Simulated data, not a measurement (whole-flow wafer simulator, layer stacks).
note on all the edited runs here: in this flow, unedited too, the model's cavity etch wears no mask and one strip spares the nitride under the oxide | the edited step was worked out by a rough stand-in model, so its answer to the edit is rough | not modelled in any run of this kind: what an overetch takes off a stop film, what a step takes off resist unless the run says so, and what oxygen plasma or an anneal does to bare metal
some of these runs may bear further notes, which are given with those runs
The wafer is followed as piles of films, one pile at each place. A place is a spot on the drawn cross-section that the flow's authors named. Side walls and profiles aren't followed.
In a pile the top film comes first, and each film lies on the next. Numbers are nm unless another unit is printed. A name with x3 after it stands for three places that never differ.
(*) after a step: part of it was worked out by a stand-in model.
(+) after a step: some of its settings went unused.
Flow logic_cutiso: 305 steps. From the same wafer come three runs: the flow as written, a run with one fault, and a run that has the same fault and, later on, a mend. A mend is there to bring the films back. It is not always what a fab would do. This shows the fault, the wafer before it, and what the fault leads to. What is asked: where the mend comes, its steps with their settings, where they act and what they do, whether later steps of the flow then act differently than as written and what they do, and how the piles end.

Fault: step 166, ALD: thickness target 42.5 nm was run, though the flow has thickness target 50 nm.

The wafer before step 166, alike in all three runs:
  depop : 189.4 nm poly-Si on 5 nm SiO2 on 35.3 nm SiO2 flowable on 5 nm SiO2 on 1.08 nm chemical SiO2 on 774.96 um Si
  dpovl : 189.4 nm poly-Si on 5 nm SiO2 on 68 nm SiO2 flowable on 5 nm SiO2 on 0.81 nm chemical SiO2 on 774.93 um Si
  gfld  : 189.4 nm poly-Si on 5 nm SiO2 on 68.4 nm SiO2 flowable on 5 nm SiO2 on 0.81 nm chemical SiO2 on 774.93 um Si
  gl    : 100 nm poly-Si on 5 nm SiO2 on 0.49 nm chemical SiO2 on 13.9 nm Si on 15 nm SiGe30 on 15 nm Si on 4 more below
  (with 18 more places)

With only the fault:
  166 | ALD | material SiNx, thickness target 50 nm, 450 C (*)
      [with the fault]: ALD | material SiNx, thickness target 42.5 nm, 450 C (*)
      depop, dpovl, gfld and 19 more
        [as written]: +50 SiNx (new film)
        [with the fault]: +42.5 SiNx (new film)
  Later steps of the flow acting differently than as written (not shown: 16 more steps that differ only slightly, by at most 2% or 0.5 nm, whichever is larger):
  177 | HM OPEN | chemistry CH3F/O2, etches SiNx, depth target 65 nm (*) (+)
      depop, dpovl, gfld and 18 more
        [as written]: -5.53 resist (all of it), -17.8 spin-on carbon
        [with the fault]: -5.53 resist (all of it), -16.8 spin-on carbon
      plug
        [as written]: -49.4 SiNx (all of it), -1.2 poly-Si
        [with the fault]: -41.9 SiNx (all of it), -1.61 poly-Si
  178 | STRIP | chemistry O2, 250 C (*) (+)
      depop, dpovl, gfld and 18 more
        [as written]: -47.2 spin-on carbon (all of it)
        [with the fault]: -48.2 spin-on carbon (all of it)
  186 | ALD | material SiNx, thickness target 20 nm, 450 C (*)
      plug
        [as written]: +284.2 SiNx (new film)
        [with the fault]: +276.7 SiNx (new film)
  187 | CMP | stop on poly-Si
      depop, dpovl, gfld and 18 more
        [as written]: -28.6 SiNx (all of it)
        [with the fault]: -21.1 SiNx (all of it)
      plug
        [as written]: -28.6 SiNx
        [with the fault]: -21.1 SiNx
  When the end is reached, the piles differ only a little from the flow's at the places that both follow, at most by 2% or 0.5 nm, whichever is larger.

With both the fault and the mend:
  After step 166 comes the mend.
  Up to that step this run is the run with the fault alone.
  166a | ALD | material SiNx, thickness target 7.5 nm, 450 C (*) (a further turn of the flow's step 166, with different settings)
      depop, dpovl, gfld and 19 more
        +7.5 SiNx
  Later steps of the flow that are run all act as written at every place that is followed, up to a difference of at most 2% or 0.5 nm, whichever is larger.
  By the end, the piles equal the flow's at every place that both follow.
